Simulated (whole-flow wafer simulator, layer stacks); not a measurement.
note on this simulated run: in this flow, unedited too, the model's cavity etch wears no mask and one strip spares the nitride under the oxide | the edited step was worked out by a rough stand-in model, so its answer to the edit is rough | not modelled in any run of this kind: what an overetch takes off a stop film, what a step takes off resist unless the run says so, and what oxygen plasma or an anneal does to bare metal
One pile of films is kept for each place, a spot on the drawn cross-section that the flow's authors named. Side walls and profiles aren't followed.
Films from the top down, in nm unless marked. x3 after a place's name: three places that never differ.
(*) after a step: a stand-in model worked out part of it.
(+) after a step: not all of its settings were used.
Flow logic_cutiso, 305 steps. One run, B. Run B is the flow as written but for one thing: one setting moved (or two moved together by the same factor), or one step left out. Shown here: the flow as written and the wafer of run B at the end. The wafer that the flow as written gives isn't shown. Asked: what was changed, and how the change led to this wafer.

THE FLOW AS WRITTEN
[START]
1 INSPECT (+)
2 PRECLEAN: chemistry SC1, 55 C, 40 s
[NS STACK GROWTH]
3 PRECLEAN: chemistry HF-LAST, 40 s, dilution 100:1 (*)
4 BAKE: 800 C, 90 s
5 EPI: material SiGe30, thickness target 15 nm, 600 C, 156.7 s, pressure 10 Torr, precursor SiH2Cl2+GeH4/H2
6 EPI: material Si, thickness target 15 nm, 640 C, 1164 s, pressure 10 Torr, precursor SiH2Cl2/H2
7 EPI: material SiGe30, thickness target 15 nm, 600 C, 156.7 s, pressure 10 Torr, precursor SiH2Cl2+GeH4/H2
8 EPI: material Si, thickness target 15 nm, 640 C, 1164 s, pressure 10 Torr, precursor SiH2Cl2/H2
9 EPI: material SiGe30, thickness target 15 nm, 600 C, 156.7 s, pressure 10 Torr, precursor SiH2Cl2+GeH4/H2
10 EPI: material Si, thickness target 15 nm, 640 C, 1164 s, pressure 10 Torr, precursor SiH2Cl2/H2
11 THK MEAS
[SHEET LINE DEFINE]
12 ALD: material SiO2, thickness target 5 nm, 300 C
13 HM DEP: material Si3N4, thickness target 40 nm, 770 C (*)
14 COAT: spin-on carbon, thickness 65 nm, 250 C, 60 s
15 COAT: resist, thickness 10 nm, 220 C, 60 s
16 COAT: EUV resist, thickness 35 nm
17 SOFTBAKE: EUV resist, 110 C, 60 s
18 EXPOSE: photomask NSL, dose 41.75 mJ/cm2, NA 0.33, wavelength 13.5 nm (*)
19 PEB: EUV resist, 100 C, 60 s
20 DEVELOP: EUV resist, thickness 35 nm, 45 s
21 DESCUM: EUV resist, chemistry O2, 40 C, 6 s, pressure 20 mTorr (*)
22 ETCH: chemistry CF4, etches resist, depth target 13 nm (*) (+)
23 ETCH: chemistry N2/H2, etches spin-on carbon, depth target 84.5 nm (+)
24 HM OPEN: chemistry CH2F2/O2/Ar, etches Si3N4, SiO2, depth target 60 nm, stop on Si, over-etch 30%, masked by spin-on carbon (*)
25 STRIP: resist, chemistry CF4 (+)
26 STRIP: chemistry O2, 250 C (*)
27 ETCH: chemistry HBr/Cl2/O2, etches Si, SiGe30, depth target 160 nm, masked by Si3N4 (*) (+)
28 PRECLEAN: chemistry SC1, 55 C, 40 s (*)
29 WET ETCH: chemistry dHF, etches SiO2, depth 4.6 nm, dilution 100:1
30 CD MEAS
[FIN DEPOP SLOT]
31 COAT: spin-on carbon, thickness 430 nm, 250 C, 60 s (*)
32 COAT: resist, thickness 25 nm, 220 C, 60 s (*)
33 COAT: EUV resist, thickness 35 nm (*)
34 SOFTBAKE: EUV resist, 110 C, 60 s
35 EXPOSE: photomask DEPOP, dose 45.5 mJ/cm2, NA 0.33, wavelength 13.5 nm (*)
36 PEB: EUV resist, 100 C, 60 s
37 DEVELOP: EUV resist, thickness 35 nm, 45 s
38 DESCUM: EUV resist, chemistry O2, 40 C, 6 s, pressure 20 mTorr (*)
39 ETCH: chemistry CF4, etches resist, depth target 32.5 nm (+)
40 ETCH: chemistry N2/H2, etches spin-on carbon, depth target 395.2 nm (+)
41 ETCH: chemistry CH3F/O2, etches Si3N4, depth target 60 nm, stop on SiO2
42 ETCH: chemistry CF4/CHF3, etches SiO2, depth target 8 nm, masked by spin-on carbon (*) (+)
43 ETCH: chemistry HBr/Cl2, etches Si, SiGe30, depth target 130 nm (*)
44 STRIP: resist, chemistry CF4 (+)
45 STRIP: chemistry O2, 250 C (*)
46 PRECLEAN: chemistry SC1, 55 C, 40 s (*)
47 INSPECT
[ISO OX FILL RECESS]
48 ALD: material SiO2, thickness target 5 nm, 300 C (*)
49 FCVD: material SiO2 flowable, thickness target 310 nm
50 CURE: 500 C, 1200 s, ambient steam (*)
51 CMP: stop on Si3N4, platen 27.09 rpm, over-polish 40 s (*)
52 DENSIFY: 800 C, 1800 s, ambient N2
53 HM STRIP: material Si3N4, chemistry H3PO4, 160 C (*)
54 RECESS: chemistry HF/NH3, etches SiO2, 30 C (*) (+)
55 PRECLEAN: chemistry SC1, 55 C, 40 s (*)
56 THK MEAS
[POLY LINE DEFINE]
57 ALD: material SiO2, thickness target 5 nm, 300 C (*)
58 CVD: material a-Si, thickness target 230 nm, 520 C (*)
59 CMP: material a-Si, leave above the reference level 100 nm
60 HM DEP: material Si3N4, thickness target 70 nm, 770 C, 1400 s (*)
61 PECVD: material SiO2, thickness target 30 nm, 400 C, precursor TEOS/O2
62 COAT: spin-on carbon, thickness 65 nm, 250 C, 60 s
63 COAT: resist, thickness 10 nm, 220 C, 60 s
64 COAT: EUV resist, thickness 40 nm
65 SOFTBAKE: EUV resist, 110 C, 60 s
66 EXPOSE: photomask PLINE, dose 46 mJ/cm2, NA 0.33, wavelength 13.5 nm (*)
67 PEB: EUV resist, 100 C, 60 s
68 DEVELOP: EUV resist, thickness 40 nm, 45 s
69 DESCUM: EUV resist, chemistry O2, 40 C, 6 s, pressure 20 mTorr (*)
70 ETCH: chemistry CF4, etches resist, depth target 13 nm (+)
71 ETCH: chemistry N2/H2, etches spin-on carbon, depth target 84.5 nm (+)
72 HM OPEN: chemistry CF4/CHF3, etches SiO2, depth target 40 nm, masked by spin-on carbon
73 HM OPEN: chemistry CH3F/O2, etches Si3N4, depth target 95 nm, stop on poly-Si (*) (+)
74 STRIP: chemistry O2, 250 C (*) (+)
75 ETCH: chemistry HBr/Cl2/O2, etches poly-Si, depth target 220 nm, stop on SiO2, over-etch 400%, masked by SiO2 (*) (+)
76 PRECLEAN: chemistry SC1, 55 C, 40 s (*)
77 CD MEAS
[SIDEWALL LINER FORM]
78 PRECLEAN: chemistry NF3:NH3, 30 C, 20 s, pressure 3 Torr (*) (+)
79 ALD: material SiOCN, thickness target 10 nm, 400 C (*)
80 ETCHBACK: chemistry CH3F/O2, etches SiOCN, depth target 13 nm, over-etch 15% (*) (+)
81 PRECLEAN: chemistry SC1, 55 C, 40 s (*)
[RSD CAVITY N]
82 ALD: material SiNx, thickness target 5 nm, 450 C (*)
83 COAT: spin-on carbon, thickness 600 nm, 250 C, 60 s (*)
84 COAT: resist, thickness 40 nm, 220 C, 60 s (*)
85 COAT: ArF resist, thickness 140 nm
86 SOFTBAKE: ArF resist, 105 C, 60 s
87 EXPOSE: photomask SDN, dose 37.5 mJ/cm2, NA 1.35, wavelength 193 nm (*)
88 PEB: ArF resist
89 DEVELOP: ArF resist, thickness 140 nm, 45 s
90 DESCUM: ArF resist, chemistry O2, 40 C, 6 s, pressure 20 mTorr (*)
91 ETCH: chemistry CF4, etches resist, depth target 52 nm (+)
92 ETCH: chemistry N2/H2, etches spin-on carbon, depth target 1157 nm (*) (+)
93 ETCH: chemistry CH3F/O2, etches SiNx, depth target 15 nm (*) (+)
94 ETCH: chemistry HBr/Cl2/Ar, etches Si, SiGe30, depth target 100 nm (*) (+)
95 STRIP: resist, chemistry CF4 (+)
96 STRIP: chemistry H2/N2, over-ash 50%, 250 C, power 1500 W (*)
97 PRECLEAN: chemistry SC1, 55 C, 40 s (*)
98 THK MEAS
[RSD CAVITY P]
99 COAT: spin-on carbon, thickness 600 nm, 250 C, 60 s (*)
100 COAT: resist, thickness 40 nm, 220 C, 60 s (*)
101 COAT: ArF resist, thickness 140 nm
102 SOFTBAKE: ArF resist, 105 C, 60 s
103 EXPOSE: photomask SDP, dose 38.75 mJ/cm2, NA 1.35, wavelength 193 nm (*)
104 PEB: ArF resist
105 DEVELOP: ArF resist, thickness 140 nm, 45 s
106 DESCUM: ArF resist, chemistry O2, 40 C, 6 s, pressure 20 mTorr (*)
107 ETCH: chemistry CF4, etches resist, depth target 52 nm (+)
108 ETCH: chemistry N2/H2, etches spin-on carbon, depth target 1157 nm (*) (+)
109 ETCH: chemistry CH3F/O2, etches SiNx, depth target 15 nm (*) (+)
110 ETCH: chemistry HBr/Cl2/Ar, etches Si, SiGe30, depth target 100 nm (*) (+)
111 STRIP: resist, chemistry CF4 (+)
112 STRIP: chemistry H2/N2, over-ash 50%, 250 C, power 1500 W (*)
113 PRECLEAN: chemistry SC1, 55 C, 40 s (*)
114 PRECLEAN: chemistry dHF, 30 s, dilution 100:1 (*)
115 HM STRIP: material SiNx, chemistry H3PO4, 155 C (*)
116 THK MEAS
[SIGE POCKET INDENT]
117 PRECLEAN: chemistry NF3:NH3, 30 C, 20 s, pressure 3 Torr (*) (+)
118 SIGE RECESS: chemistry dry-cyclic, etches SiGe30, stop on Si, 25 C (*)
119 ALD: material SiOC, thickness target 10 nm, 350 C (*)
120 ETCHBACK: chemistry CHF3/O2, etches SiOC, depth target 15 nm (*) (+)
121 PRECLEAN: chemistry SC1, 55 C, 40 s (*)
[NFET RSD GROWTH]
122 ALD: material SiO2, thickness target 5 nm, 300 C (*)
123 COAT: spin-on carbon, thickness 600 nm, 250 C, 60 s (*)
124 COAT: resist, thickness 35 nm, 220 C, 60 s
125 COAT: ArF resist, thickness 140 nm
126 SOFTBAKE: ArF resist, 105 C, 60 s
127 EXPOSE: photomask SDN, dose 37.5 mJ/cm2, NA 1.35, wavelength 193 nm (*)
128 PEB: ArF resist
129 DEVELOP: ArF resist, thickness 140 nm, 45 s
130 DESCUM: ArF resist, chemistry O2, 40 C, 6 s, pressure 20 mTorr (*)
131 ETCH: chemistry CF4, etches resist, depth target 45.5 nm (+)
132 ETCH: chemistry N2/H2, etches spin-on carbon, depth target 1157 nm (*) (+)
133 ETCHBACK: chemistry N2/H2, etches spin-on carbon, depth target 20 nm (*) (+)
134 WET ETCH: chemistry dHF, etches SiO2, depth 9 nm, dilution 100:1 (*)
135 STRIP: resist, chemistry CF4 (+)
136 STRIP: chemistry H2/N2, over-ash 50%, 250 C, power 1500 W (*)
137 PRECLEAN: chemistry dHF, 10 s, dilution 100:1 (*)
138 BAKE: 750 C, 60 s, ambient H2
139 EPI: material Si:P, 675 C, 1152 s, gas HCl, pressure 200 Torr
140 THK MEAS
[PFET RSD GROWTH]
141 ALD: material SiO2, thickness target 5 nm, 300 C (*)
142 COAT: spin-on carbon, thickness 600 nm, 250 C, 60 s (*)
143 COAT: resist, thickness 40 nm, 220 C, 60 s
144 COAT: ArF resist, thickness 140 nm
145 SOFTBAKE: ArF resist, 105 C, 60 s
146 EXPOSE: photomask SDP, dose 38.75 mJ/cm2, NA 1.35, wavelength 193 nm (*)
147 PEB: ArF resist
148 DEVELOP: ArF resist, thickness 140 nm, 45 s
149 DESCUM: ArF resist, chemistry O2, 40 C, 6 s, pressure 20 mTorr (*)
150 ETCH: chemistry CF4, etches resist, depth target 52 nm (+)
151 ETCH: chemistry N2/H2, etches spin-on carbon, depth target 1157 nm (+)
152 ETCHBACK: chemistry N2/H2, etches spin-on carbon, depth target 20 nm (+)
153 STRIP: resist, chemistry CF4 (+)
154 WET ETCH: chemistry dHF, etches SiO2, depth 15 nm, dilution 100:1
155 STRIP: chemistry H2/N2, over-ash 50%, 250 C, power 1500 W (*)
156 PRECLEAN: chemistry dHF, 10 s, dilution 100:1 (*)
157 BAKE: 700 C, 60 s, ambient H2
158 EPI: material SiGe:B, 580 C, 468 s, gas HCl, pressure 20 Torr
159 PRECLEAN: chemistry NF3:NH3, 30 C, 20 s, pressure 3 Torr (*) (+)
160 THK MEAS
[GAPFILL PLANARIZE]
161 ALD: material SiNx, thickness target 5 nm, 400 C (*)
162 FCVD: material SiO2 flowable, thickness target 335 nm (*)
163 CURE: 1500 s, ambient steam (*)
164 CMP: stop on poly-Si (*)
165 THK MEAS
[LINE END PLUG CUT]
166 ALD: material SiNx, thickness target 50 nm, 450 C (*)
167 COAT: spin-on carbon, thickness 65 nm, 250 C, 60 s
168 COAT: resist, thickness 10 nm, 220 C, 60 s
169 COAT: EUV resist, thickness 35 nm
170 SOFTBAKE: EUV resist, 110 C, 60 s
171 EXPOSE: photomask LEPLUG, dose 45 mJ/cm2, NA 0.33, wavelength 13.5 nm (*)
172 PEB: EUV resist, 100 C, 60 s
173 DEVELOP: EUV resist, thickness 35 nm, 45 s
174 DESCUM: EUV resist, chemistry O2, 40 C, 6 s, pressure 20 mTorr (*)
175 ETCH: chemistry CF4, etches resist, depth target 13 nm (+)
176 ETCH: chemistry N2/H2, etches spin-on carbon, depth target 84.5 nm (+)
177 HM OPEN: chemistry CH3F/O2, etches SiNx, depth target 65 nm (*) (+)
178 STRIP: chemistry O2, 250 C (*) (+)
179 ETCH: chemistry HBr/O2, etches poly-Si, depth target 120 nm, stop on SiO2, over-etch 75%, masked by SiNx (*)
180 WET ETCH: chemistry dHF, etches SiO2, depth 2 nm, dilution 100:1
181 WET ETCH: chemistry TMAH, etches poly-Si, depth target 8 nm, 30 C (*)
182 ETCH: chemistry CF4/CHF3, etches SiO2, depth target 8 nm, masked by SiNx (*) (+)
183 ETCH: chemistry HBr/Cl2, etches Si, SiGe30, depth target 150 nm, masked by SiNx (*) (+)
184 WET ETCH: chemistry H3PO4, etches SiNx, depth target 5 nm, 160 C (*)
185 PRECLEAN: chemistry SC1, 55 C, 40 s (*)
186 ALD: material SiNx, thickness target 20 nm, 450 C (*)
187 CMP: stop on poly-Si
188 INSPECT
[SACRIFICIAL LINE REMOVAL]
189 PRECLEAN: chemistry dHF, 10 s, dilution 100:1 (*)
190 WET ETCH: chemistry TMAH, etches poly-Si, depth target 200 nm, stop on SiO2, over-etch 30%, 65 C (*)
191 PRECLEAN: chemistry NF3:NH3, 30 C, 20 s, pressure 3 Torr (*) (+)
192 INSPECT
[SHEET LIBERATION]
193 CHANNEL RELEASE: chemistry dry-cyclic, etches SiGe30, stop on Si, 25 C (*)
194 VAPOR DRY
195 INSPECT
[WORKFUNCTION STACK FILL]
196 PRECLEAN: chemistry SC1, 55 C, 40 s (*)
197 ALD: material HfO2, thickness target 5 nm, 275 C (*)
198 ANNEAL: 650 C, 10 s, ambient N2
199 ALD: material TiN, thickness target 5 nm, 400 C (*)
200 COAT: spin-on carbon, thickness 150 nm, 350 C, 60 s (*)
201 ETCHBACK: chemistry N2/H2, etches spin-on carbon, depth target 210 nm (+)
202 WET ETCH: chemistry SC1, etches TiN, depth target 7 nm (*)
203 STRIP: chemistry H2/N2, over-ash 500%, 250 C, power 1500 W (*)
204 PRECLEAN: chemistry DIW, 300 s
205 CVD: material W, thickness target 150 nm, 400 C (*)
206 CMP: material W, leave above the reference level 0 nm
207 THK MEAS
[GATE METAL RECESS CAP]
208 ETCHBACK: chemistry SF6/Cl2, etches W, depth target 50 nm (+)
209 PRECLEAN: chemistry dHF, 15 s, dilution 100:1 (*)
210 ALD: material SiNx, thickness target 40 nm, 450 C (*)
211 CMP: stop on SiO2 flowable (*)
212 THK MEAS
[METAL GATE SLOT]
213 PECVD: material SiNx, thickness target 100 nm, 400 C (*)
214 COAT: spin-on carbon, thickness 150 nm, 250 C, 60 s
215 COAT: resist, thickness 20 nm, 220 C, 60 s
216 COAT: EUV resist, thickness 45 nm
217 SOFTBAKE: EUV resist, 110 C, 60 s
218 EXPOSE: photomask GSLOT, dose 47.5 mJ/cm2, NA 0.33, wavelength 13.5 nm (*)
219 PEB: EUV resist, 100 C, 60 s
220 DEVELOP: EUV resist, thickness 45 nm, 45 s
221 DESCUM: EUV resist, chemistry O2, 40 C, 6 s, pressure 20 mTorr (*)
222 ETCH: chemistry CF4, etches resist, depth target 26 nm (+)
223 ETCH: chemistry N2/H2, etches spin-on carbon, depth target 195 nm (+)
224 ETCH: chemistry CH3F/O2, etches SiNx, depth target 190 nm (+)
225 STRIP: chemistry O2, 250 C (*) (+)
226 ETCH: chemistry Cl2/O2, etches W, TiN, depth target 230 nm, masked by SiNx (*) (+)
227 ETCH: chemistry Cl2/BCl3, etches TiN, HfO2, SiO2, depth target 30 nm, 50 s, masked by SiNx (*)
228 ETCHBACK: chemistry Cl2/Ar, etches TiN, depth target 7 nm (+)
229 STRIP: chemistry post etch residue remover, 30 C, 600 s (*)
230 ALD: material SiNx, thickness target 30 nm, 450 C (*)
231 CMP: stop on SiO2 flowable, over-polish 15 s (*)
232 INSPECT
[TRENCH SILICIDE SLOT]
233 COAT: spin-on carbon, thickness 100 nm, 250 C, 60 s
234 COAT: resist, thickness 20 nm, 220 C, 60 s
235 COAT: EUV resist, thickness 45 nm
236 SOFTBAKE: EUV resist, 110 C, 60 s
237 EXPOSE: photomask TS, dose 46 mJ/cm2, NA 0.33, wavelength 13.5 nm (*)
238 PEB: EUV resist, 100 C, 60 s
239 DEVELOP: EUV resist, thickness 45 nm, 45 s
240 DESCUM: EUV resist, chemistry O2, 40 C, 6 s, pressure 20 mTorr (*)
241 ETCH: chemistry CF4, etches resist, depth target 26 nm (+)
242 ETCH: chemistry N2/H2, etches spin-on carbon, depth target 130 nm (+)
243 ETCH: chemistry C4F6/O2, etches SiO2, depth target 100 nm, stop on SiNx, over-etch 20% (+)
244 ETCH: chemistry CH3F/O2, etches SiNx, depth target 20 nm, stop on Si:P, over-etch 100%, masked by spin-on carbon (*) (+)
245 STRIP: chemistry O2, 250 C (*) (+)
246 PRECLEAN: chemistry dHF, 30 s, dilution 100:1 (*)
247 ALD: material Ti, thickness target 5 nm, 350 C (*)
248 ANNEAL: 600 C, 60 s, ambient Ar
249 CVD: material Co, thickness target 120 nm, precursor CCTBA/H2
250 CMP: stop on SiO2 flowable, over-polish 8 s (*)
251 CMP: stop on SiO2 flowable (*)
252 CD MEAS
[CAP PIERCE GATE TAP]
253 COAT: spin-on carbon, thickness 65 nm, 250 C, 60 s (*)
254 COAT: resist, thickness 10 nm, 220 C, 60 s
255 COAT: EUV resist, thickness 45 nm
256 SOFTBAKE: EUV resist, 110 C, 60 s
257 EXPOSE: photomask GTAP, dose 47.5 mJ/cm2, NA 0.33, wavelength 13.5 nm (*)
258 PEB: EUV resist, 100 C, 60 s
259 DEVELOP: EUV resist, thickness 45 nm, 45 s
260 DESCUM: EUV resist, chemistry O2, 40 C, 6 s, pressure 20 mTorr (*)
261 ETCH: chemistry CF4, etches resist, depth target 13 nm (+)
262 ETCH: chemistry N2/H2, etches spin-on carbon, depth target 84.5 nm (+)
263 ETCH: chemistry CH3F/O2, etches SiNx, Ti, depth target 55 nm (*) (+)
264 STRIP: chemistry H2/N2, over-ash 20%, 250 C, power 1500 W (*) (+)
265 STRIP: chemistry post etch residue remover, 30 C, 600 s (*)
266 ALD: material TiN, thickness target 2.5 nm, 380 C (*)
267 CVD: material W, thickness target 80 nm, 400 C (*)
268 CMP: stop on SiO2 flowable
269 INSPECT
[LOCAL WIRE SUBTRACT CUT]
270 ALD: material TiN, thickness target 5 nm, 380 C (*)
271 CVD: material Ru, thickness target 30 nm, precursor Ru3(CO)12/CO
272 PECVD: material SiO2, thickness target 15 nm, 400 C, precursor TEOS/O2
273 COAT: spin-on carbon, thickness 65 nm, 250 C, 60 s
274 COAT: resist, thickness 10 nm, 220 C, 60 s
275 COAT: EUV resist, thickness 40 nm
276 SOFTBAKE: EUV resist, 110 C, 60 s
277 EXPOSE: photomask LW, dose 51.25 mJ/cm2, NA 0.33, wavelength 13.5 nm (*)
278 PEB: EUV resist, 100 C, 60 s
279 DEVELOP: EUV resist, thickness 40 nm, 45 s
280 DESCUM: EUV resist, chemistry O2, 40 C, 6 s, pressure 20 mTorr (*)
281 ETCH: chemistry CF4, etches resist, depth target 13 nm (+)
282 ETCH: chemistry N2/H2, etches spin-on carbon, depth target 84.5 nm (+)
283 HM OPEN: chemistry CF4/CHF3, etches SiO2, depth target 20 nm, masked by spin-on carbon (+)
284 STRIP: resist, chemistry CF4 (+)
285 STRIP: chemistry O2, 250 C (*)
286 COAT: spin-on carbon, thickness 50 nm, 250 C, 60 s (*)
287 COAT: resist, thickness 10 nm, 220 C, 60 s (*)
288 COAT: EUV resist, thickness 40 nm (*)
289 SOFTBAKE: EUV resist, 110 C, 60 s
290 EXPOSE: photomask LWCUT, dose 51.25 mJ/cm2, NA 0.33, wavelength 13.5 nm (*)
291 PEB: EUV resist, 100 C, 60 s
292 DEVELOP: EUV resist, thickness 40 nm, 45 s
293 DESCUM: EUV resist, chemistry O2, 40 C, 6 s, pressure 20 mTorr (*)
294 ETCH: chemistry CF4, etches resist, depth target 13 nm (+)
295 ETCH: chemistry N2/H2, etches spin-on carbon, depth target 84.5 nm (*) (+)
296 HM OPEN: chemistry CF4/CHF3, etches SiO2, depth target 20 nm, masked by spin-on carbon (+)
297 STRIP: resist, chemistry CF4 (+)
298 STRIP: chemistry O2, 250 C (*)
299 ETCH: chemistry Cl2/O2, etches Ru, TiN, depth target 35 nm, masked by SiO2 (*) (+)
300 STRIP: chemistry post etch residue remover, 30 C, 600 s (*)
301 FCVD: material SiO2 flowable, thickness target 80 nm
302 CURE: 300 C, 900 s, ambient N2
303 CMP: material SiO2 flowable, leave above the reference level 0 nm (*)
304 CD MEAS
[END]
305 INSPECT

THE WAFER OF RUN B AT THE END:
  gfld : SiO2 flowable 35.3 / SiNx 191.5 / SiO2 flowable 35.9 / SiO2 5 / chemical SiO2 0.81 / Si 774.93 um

The cause: step 227, ETCH: depth target 33 nm was run, where the flow has depth target 30 nm; step 227, ETCH: 55 s was run, where the flow has 50 s.

How the change led to this, step by step:
  227 ETCH: chemistry Cl2/BCl3, etches TiN, HfO2, SiO2, depth target 30 nm, 50 s, masked by SiNx (*)
      depop, dpovl, gl and 18 more: SiNx -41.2 (as written it would be: SiNx -37.4)
      gfld: HfO2 -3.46 (all of it), SiO2 flowable -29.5 (as written it would be: HfO2 -3.46 (all of it), SiO2 flowable -26.5)
  231 CMP: stop on SiO2 flowable, over-polish 15 s (*)
      depop, dpovl, gfld and 10 more: SiNx -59 (as written it would be: SiNx -62.7)
      lnr, lnri, lnrp, lnrt: SiNx -57.2 (all of it), SiOCN -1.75 (as written it would be: SiNx -61 (all of it), SiOCN -1.75)
      (and at 5 more places)
